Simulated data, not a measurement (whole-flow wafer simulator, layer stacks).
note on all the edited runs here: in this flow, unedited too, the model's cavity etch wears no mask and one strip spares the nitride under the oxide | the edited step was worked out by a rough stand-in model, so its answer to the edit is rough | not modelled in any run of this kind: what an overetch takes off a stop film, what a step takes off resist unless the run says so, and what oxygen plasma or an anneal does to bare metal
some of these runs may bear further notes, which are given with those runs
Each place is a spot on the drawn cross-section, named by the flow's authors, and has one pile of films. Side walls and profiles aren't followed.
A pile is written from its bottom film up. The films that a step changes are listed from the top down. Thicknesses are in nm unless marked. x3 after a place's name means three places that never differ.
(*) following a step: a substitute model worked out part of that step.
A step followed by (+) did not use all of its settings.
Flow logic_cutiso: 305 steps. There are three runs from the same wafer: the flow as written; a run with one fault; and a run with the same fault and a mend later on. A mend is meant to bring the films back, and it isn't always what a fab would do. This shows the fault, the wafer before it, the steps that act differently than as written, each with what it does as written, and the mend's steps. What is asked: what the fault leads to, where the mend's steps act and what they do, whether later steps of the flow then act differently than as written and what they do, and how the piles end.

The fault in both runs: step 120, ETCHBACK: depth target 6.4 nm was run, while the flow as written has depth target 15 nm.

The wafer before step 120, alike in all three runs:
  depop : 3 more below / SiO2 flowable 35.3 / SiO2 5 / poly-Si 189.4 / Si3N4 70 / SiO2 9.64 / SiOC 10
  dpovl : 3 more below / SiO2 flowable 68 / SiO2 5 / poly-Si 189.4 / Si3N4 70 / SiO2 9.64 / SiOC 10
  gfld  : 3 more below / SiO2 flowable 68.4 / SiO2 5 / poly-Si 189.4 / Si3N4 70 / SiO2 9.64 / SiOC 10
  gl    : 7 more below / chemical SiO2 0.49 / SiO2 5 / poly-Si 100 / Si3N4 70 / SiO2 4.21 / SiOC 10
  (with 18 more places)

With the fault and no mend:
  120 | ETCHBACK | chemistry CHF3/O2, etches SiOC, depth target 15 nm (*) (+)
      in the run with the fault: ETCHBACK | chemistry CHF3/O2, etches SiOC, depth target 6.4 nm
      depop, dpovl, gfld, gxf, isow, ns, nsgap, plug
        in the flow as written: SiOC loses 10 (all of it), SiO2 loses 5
        in the run with the fault: SiOC loses 6.4
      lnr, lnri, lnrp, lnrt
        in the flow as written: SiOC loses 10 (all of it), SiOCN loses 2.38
        in the run with the fault: SiOC loses 6.4
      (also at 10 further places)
  Steps further on in the flow that do not act as written (not shown: 29 more steps that differ only slightly, by at most 2% or 0.5 nm, whichever is larger):
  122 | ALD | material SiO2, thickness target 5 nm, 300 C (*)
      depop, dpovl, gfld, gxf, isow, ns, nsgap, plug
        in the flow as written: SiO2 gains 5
        in the run with the fault: SiO2 gains 5 (new film)
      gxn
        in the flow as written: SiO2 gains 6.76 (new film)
        in the run with the fault: SiO2 gains 5 (new film)
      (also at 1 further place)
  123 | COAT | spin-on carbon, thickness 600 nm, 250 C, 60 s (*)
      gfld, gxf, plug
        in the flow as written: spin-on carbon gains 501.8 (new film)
        in the run with the fault: spin-on carbon gains 521.6 (new film)
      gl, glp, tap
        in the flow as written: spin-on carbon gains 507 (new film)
        in the run with the fault: spin-on carbon gains 527 (new film)
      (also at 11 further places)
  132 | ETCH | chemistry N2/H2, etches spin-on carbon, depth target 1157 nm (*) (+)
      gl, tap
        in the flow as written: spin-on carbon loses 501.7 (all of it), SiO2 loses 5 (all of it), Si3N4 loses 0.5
        in the run with the fault: spin-on carbon loses 521.8 (all of it), SiO2 loses 5 (all of it), SiOC loses 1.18
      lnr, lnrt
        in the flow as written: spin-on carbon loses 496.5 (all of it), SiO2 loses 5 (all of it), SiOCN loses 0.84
        in the run with the fault: spin-on carbon loses 519 (all of it), SiO2 loses 5 (all of it), SiOC loses 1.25
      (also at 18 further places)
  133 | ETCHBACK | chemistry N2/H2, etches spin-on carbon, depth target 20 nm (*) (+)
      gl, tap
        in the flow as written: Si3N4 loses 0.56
        in the run with the fault: SiOC loses 1.18
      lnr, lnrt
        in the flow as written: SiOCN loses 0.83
        in the run with the fault: SiOC loses 1.18
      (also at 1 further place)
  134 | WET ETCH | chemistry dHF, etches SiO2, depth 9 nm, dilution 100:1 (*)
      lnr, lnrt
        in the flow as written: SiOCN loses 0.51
        in the run with the fault: SiOC loses 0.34
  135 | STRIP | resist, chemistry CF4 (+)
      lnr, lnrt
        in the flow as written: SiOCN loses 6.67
        in the run with the fault: SiOC loses 0.83 (all of it)
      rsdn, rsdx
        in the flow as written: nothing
        in the run with the fault: SiOC loses 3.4 (all of it)
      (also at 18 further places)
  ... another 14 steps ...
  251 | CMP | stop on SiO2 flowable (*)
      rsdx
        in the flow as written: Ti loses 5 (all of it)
        in the run with the fault: Ti loses 4.64
  The piles end different from the flow's at iso, rsdp, rsdw by more than 2% or 0.5 nm, whichever is larger.
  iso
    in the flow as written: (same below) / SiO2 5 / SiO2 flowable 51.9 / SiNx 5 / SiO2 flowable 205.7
    in the run with the fault: (same below) / SiO2 5 / SiO2 flowable 57.5 / SiOC 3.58 / SiNx 5 / SiO2 flowable 196.3
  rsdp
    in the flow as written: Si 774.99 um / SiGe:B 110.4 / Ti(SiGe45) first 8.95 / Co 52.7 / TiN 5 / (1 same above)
    in the run with the fault: Si 774.99 um / SiOC 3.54 / SiGe:B 106.6 / Ti(SiGe45) first 8.95 / Co 52.5 / TiN 5 / (1 same above)
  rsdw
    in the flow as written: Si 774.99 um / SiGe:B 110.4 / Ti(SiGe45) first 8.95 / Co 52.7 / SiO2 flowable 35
    in the run with the fault: Si 774.99 um / SiOC 3.54 / SiGe:B 106.6 / Ti(SiGe45) first 8.95 / Co 52.5 / SiO2 flowable 35

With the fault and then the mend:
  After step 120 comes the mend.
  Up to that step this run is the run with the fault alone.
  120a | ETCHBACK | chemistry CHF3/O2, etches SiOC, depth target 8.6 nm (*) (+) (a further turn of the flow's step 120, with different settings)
      depop, dpovl, gfld, gxf, isow, ns, nsgap, plug
        SiOC loses 3.6 (all of it), SiO2 loses 5
      lnr, lnri, lnrp, lnrt
        SiOC loses 3.6 (all of it), SiOCN loses 2.38
      rsdn, rsdp, rsdw, rsdx
        SiOC loses 3.6 (all of it)
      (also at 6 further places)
  Every later step of the flow that is run acts as written, at every place that is followed, to within 2% or 0.5 nm, whichever is larger.
  At every place that both follow, the piles at the end match the flow's.
